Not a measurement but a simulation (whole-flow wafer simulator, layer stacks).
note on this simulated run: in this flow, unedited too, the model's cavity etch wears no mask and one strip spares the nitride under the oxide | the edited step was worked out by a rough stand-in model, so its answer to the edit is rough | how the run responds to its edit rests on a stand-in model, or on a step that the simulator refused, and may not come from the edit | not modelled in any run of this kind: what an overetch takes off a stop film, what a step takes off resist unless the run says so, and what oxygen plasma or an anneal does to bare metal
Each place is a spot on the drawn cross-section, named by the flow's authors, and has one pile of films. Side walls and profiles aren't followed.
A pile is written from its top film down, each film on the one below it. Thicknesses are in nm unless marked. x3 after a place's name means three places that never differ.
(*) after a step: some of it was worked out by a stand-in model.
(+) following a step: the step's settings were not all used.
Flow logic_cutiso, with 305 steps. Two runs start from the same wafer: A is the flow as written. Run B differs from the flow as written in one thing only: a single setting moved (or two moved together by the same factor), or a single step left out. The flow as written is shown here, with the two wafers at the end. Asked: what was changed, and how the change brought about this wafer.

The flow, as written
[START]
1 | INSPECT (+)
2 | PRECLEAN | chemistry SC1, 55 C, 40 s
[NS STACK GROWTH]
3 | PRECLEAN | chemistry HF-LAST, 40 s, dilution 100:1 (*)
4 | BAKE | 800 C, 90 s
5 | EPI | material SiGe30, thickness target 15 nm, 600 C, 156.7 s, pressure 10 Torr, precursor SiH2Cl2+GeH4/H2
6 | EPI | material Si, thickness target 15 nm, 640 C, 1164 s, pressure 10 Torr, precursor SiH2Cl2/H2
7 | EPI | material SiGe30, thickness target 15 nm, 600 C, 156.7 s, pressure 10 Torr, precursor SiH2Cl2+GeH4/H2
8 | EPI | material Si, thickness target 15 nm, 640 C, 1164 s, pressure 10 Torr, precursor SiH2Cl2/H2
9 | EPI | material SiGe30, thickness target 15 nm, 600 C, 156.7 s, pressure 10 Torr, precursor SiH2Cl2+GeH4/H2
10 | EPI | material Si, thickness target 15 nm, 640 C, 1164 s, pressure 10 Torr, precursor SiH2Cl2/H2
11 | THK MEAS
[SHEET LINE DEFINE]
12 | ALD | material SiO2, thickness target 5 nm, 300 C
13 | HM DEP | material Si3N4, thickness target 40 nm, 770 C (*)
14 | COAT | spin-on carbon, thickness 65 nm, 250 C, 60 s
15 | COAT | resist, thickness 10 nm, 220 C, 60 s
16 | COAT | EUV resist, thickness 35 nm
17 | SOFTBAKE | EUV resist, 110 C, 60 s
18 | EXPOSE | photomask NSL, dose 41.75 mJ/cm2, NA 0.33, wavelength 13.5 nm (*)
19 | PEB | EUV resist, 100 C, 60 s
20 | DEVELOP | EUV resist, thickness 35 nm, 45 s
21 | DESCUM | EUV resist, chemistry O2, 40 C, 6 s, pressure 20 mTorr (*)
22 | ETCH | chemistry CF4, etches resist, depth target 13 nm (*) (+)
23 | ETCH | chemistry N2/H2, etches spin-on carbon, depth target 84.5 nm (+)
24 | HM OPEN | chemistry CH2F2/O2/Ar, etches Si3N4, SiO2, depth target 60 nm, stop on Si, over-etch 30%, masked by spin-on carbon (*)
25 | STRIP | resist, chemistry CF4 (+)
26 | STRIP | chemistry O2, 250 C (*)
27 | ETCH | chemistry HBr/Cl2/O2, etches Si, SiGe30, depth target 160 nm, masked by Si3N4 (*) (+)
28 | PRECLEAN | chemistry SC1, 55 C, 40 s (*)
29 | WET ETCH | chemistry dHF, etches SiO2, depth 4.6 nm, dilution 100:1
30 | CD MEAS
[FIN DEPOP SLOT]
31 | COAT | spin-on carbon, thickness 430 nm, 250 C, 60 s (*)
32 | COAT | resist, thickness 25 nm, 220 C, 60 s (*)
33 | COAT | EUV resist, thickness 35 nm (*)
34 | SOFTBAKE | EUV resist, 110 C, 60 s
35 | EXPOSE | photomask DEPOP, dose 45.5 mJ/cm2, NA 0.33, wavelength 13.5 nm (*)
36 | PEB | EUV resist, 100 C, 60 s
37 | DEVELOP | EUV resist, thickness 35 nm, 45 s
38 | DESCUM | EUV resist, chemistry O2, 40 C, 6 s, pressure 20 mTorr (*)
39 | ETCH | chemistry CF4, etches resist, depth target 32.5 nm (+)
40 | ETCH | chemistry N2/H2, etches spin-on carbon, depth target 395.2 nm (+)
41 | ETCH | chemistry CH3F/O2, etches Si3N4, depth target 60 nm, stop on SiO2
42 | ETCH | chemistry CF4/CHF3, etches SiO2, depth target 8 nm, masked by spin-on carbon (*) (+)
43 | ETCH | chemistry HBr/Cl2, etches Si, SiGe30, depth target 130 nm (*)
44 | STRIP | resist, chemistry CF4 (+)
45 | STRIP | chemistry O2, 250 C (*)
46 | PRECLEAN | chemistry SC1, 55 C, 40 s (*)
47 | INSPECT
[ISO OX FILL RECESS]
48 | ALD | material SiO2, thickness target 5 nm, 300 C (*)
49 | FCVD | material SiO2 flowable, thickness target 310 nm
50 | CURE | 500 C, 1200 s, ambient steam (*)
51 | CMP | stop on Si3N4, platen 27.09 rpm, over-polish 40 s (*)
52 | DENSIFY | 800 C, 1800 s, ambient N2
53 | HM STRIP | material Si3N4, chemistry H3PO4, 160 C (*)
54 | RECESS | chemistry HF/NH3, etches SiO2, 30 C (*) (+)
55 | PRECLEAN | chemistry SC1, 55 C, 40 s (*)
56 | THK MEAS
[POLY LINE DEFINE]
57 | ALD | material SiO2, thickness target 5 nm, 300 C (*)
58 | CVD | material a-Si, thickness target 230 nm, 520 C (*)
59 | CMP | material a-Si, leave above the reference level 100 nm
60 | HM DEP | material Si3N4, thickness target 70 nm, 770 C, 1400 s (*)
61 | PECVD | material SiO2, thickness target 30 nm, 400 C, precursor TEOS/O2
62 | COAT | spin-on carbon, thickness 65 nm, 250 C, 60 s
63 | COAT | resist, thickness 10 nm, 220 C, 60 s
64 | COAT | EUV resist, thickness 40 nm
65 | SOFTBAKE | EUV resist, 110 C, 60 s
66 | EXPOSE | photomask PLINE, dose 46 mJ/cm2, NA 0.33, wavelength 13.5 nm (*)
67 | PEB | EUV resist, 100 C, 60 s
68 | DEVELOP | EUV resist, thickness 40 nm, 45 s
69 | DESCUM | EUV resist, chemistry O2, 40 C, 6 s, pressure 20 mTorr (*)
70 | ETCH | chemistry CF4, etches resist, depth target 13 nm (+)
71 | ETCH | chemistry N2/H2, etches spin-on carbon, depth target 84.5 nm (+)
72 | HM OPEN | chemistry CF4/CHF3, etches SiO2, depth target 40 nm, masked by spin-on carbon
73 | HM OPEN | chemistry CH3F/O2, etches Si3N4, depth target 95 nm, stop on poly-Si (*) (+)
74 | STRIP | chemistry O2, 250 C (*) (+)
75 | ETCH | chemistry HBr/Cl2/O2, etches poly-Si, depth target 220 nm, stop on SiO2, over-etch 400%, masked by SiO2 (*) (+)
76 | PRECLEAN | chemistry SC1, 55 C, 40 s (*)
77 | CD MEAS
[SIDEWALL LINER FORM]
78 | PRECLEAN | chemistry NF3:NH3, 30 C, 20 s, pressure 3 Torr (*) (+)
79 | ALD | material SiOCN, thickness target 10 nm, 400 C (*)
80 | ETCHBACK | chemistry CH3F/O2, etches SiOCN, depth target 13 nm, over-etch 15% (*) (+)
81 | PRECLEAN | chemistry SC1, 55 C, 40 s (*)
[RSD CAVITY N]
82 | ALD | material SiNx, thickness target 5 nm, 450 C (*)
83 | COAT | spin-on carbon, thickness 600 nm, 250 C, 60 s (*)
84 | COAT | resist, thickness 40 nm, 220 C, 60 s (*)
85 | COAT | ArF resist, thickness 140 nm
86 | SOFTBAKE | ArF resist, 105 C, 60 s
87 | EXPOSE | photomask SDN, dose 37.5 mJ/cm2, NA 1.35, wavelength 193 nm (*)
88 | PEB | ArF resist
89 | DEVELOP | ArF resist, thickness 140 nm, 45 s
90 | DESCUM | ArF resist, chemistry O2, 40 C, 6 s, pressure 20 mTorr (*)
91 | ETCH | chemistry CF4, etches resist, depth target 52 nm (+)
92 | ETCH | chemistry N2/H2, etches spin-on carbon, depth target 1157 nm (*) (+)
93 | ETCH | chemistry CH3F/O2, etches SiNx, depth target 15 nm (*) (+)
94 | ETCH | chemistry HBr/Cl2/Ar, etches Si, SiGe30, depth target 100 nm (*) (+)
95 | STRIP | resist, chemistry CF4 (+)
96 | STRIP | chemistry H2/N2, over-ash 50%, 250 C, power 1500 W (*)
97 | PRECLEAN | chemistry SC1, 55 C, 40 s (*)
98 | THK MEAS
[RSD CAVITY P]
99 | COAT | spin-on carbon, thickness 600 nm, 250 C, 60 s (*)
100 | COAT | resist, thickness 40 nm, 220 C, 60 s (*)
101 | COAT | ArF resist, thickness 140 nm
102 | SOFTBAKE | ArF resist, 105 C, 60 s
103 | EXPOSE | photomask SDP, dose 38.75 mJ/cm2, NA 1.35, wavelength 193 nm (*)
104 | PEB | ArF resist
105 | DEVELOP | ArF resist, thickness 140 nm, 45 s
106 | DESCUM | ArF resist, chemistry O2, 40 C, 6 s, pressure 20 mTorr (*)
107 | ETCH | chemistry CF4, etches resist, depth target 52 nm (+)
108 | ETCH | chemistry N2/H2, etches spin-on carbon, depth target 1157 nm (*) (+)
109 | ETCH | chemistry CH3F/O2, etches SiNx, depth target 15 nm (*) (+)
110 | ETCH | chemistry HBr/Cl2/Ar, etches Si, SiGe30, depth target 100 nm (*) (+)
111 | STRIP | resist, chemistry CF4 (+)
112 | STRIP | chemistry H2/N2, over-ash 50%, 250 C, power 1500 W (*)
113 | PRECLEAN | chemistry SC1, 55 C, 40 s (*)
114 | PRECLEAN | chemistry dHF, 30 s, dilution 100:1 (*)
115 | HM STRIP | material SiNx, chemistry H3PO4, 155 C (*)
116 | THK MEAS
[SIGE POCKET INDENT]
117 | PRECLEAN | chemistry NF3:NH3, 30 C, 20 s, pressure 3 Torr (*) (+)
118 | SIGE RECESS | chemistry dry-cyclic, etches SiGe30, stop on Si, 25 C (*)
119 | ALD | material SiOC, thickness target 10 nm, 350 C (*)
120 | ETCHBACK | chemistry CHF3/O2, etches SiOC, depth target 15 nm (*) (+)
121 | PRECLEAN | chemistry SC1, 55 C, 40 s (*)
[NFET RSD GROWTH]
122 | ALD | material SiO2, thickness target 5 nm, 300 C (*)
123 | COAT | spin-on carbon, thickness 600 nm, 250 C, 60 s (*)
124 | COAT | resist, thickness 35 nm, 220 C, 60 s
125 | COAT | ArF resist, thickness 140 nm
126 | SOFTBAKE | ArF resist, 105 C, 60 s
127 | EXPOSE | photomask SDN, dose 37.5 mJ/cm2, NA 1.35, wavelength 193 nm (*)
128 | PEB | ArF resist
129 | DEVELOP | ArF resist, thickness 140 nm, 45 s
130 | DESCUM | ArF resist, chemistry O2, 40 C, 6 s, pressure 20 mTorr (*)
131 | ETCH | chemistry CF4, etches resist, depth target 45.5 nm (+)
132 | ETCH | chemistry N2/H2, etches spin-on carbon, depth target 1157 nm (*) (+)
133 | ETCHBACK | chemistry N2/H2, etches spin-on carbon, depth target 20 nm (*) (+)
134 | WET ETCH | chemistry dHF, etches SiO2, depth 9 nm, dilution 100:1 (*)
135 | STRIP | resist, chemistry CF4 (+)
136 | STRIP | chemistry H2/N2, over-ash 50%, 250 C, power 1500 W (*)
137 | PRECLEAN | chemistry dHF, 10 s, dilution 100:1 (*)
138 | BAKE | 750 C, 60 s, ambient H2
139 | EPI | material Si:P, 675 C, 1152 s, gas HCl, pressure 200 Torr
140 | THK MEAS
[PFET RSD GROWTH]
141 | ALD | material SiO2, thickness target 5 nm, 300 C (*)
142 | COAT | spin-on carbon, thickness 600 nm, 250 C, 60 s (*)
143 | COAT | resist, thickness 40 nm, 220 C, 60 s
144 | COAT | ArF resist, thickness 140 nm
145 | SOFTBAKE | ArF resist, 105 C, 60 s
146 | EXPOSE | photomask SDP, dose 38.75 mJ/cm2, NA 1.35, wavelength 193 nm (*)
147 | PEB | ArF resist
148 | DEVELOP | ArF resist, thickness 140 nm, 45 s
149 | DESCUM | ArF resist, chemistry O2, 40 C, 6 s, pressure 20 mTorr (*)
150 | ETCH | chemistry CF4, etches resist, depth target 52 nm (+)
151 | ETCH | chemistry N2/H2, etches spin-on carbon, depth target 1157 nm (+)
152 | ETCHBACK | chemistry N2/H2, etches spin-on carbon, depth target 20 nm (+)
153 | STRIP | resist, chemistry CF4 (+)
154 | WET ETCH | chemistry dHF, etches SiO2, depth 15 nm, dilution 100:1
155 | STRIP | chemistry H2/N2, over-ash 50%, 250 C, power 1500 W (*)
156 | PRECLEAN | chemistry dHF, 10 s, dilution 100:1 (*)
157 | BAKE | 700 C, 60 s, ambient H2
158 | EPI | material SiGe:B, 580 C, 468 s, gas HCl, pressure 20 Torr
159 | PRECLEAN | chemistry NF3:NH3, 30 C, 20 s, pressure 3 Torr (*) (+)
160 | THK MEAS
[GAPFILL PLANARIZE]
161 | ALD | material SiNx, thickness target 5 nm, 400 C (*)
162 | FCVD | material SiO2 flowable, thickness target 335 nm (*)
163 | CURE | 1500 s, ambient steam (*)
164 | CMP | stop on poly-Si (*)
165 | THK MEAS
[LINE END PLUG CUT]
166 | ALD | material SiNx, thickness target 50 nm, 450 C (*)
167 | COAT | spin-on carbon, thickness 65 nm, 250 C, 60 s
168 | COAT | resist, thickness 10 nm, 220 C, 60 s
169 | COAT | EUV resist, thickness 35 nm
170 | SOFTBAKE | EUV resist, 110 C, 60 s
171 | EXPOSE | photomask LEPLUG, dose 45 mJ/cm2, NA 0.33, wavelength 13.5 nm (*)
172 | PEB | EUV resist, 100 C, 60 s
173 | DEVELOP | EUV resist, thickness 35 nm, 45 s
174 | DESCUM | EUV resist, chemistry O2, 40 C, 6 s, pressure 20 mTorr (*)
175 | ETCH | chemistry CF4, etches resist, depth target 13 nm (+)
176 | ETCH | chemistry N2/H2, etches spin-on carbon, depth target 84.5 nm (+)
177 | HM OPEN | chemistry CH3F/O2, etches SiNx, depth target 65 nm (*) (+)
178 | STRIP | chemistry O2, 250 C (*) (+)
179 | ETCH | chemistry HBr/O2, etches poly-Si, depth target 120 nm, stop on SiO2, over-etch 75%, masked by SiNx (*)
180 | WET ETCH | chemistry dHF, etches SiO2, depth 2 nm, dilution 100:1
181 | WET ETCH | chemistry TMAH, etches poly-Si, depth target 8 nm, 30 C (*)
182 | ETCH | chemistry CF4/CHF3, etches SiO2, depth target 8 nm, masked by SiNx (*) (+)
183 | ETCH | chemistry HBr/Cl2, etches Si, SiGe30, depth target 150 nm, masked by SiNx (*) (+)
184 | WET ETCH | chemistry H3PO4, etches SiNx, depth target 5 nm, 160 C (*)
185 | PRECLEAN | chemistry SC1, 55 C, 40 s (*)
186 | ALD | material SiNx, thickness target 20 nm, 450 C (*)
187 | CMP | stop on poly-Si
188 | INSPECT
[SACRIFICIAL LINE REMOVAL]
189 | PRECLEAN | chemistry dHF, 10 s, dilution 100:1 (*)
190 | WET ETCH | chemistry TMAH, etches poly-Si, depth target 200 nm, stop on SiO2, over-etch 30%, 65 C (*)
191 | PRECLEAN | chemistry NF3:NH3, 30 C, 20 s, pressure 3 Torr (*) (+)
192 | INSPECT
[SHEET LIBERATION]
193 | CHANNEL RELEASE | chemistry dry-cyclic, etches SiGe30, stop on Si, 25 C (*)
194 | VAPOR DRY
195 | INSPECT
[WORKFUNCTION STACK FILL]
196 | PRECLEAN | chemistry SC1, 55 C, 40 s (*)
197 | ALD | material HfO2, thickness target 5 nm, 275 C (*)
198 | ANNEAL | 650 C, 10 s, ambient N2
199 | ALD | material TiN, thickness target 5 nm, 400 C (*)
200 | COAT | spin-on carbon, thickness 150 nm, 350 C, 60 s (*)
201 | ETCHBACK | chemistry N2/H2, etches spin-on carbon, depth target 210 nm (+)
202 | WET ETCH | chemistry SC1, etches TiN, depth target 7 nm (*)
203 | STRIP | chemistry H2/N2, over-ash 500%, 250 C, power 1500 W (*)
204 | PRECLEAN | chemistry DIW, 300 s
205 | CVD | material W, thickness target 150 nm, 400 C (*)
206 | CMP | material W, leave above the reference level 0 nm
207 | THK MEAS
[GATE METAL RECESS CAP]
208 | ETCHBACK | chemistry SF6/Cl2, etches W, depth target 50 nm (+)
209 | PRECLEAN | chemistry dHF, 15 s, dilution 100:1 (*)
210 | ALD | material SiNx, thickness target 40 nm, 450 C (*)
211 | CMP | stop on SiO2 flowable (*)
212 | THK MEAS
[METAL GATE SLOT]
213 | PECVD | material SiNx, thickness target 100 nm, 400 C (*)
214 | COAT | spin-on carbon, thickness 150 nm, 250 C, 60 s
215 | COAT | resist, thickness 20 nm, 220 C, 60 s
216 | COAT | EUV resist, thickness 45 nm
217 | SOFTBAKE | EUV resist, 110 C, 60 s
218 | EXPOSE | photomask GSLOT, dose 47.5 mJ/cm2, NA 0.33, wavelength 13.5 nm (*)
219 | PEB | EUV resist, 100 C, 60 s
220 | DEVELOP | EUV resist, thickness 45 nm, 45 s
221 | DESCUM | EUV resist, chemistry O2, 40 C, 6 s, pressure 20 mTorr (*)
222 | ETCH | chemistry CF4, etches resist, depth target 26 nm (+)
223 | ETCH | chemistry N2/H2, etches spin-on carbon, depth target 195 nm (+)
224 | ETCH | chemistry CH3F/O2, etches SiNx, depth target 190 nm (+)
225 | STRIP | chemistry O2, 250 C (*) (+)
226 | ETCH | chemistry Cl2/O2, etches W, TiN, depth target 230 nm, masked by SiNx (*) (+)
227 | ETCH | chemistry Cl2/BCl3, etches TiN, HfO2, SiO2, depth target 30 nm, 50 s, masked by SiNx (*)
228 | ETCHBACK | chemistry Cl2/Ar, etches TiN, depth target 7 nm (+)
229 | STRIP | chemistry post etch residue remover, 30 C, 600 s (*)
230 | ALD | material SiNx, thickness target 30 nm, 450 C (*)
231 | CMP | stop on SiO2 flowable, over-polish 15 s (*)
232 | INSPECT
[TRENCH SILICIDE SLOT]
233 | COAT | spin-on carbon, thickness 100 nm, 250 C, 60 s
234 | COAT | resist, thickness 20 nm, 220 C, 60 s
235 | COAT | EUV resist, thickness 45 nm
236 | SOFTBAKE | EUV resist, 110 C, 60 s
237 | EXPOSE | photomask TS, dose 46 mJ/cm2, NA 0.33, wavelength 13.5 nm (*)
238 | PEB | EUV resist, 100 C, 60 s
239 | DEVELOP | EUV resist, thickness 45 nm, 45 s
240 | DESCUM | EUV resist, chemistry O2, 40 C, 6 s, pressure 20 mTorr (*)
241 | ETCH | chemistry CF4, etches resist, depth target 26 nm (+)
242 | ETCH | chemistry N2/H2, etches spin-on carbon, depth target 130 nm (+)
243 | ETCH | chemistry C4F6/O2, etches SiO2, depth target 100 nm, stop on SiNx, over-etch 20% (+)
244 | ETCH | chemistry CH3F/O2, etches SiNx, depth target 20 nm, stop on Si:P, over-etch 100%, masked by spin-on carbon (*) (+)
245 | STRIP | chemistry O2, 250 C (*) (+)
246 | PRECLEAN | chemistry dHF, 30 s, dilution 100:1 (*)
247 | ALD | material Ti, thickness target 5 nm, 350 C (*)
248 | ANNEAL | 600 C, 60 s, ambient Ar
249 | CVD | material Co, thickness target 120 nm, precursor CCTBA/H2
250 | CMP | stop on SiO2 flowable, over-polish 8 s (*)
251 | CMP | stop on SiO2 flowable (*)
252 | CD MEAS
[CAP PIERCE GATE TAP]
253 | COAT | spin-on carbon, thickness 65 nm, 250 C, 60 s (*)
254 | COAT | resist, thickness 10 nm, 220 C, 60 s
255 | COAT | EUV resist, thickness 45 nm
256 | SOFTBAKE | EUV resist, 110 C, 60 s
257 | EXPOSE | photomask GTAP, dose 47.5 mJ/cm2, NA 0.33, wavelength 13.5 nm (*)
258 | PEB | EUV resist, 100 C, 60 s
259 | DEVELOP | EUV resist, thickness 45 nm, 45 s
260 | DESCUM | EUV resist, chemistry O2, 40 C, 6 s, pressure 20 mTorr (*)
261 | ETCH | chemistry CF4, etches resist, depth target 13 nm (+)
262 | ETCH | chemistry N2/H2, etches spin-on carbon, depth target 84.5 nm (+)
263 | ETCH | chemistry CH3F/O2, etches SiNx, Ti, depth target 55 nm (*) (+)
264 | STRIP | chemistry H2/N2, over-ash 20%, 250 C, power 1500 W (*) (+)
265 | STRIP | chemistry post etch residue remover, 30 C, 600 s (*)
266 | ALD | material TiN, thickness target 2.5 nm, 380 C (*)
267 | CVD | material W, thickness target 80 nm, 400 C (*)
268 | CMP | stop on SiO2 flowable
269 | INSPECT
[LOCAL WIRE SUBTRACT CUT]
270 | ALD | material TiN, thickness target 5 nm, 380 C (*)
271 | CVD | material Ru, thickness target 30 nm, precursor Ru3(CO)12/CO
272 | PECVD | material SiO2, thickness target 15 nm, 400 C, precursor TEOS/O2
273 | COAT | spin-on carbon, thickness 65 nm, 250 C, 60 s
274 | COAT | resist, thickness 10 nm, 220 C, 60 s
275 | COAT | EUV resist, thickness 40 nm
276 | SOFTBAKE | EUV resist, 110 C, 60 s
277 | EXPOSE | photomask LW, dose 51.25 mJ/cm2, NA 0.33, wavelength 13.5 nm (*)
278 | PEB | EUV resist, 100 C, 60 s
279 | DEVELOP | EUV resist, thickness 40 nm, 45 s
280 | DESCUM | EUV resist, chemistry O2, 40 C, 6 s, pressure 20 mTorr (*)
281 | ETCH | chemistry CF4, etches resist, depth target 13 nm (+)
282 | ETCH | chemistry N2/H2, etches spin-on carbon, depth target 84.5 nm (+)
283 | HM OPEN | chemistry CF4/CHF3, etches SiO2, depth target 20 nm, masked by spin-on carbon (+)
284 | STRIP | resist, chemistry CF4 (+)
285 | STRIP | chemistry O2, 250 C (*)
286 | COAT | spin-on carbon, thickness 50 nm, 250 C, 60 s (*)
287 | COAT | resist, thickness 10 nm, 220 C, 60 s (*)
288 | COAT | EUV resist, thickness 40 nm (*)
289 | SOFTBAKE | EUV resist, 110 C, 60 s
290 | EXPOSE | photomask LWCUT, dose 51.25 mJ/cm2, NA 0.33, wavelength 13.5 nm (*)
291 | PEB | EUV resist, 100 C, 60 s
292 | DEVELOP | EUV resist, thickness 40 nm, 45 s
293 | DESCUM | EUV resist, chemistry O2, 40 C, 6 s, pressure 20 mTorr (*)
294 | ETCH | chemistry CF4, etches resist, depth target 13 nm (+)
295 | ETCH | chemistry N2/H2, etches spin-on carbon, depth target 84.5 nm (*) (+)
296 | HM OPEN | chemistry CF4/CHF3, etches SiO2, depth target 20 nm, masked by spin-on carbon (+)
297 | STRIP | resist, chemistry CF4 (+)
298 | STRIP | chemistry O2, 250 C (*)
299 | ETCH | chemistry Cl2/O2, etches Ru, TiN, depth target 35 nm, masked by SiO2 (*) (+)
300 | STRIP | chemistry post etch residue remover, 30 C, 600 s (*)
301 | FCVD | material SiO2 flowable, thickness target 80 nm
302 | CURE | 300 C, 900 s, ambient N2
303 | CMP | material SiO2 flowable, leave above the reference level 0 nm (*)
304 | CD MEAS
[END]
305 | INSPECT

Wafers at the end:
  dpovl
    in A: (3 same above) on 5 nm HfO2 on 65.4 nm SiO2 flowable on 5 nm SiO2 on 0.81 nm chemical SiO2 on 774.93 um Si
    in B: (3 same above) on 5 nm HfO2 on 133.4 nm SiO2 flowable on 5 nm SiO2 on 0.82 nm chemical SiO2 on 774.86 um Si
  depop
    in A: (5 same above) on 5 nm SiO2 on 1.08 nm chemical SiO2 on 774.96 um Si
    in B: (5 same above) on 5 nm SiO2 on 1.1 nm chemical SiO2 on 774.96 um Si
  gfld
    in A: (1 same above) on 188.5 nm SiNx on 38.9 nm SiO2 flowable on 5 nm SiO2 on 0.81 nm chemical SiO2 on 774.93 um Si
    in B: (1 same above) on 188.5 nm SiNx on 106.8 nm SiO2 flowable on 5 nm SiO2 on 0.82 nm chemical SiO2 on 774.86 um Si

The reason: step 27, ETCH: depth target 228 nm was run, while the flow as written has depth target 160 nm.

Step by step, how the change led to this:
  27 | ETCH | chemistry HBr/Cl2/O2, etches Si, SiGe30, depth target 160 nm, masked by Si3N4 (*) (+)
      depop, gl, glp and 12 more: A Si3N4 loses 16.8 | B Si3N4 loses 23
      gfld, gxf, iso, lnri: A chemical SiO2 loses 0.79 (all of it), Si loses 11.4 (all of it), SiGe30 loses 15 (all of it), Si loses 15 (all of it), SiGe30 loses 15 (all of it), Si loses 15 (all of it), SiGe30 loses 15 (all of it), Si loses 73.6 | B chemical SiO2 loses 0.79 (all of it), Si loses 11.4 (all of it), SiGe30 loses 15 (all of it), Si loses 15 (all of it), SiGe30 loses 15 (all of it), Si loses 15 (all of it), SiGe30 loses 15 (all of it), Si loses 141.6
      (and at 3 other places as well)
  31 | COAT | spin-on carbon, thickness 430 nm, 250 C, 60 s (*)
      depop, ns: A spin-on carbon gains 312 (new film) | B spin-on carbon gains 273.9 (new film)
      dpovl, nsgap: A spin-on carbon gains 503.7 (new film) | B spin-on carbon gains 527.5 (new film)
      (and at 18 other places as well)
  40 | ETCH | chemistry N2/H2, etches spin-on carbon, depth target 395.2 nm (+)
      depop: A spin-on carbon loses 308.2 (all of it), Si3N4 loses 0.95 | B spin-on carbon loses 270.2 (all of it), Si3N4 loses 1.36
  41 | ETCH | chemistry CH3F/O2, etches Si3N4, depth target 60 nm, stop on SiO2
      gfld, gl, glp and 17 more: A resist loses 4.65 | B resist loses 3.33
      depop: A Si3N4 loses 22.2 (all of it), SiO2 loses 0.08 | B Si3N4 loses 15.6 (all of it), SiO2 loses 0.08
      (and at 1 other place as well)
  42 | ETCH | chemistry CF4/CHF3, etches SiO2, depth target 8 nm, masked by spin-on carbon (*) (+)
      gl: A resist loses 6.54 (all of it), spin-on carbon loses 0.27 | B resist loses 7.38
      gxf: A resist loses 7.42 (all of it) | B resist loses 7.38
      (and at 16 other places as well)
  43 | ETCH | chemistry HBr/Cl2, etches Si, SiGe30, depth target 130 nm (*)
      gl: A spin-on carbon loses 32 | B resist loses 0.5 (all of it), spin-on carbon loses 31.3
      gxf: A spin-on carbon loses 32 | B resist loses 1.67 (all of it), spin-on carbon loses 29.7
      (and at 7 other places as well)
  45 | STRIP | chemistry O2, 250 C (*)
      gfld, lnri: A chemical SiO2 gains 0.82 (new film), spin-on carbon loses 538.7 (all of it), Si loses 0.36 | B chemical SiO2 gains 0.83 (new film), spin-on carbon loses 586.2 (all of it), Si loses 0.36
      gxn, gxp: A spin-on carbon loses 346.5 (all of it) | B spin-on carbon loses 332.1 (all of it)
      (and at 17 other places as well)
  49 | FCVD | material SiO2 flowable, thickness target 310 nm
      gl, glp, gxn and 10 more: A SiO2 flowable gains 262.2 (new film) | B SiO2 flowable gains 246.8 (new film)
      gfld, gxf, iso, lnri: A SiO2 flowable gains 453.9 (new film) | B SiO2 flowable gains 500.3 (new film)
      (and at 5 other places as well)
  51 | CMP | stop on Si3N4, platen 27.09 rpm, over-polish 40 s (*)
      gxn, gxp: A SiO2 flowable loses 253 (all of it), SiO2 loses 5 (all of it), Si3N4 loses 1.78 | B SiO2 flowable loses 237.9 (all of it), SiO2 loses 5 (all of it), Si3N4 loses 1.78
      iso, lnri: A SiO2 flowable loses 259.5 | B SiO2 flowable loses 244.3
      (and at 18 other places as well)
  52 | DENSIFY | 800 C, 1800 s, ambient N2
      gfld, gxf, iso, lnri: A SiO2 flowable loses 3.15 | B SiO2 flowable loses 4.64
      dpovl: A SiO2 flowable loses 2.82 | B SiO2 flowable loses 3.5
      (and at 2 other places as well)
  53 | HM STRIP | material Si3N4, chemistry H3PO4, 160 C (*)
      gl, glp, gxn and 11 more: A Si3N4 loses 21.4 (all of it), SiO2 loses 0.36 | B Si3N4 loses 15.2 (all of it), SiO2 loses 0.26
      depop, dpovl, gfld, gxf, iso, isow, lnri, nsgap: A SiO2 flowable loses 1.82 | B SiO2 flowable loses 1.29
  54 | RECESS | chemistry HF/NH3, etches SiO2, 30 C (*) (+)
      gfld, gxf, iso, lnri: A SiO2 flowable loses 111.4 | B SiO2 flowable loses 104.3
      depop: A SiO2 flowable loses 111.9 | B SiO2 flowable loses 106.4
      (and at 3 other places as well)
